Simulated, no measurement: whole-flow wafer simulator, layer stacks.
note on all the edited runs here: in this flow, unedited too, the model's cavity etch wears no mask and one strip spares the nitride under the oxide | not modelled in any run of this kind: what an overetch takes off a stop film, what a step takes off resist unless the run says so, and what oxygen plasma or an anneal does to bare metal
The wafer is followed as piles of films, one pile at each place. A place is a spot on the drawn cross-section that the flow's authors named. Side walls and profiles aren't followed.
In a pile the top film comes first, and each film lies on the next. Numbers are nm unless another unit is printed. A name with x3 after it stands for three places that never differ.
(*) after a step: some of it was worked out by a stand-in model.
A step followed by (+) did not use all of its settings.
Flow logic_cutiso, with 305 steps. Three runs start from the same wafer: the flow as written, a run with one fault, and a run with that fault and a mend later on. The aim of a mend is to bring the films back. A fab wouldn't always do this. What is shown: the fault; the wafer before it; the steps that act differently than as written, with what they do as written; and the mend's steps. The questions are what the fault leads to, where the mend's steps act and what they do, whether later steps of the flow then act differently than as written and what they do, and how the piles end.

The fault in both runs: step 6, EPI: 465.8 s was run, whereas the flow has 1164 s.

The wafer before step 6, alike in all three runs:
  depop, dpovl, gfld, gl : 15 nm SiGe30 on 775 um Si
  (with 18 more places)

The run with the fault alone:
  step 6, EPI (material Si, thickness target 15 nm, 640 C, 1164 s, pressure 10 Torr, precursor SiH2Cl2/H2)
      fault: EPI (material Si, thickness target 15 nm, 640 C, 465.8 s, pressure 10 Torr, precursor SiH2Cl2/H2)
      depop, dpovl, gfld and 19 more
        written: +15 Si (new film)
        fault: +6 Si (new film)
  Later steps of the flow acting differently than as written (3 more steps, not shown, differ only slightly: by at most 2% or 0.5 nm, whichever is larger):
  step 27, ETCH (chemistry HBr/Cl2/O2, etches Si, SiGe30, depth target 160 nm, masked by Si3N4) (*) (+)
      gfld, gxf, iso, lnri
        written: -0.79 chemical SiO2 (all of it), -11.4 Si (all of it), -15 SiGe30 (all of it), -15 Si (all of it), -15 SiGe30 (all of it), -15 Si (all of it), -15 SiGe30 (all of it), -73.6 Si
        fault: -0.79 chemical SiO2 (all of it), -11.4 Si (all of it), -15 SiGe30 (all of it), -15 Si (all of it), -15 SiGe30 (all of it), -6 Si (all of it), -15 SiGe30 (all of it), -82.6 Si
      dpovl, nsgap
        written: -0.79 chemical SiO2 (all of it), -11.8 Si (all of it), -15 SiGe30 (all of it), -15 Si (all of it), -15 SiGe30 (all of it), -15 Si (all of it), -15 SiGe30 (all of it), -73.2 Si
        fault: -0.79 chemical SiO2 (all of it), -11.8 Si (all of it), -15 SiGe30 (all of it), -15 Si (all of it), -15 SiGe30 (all of it), -6 Si (all of it), -15 SiGe30 (all of it), -82.2 Si
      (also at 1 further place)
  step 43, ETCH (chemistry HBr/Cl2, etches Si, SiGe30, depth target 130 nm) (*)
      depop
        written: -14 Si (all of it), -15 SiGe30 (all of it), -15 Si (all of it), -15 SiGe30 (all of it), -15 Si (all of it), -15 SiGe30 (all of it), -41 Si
        fault: -14 Si (all of it), -15 SiGe30 (all of it), -15 Si (all of it), -15 SiGe30 (all of it), -6 Si (all of it), -15 SiGe30 (all of it), -50 Si
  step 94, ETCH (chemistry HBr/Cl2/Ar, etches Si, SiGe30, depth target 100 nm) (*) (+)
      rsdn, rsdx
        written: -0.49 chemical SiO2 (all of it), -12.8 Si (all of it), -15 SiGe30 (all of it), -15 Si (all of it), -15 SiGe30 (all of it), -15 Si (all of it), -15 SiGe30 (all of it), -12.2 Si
        fault: -0.49 chemical SiO2 (all of it), -12.8 Si (all of it), -15 SiGe30 (all of it), -15 Si (all of it), -15 SiGe30 (all of it), -6 Si (all of it), -15 SiGe30 (all of it), -21.2 Si
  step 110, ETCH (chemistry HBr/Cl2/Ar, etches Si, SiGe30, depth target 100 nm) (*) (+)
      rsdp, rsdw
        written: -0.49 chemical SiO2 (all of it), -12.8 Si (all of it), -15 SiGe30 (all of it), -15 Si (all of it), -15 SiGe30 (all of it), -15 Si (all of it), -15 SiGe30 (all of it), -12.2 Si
        fault: -0.49 chemical SiO2 (all of it), -12.8 Si (all of it), -15 SiGe30 (all of it), -15 Si (all of it), -15 SiGe30 (all of it), -6 Si (all of it), -15 SiGe30 (all of it), -21.2 Si
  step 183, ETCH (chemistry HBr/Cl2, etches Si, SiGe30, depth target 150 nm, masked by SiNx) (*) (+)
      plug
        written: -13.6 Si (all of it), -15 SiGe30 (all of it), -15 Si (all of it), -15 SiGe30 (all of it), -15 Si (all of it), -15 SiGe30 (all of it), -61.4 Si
        fault: -13.6 Si (all of it), -15 SiGe30 (all of it), -15 Si (all of it), -15 SiGe30 (all of it), -6 Si (all of it), -15 SiGe30 (all of it), -70.4 Si
  The piles end different from the flow's at gl, glp, gxn and 6 more by more than 2% or 0.5 nm, whichever is larger.
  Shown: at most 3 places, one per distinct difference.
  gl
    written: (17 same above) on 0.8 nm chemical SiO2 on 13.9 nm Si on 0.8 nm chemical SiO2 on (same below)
    fault: (17 same above) on 0.8 nm chemical SiO2 on 4.92 nm Si on 0.8 nm chemical SiO2 on (same below)
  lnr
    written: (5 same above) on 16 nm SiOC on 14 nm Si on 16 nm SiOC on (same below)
    fault: (5 same above) on 16 nm SiOC on 4.97 nm Si on 16 nm SiOC on (same below)
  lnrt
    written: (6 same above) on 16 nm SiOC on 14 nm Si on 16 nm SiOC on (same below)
    fault: (6 same above) on 16 nm SiOC on 4.97 nm Si on 16 nm SiOC on (same below)

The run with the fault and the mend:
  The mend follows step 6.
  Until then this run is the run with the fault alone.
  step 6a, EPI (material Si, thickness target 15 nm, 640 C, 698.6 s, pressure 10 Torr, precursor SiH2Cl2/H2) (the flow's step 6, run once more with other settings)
      depop, dpovl, gfld and 19 more
        +9 Si
  None of the later steps of the flow acts differently than as written at any place that is followed.
  The piles end the same as the flow's at every place that both follow.
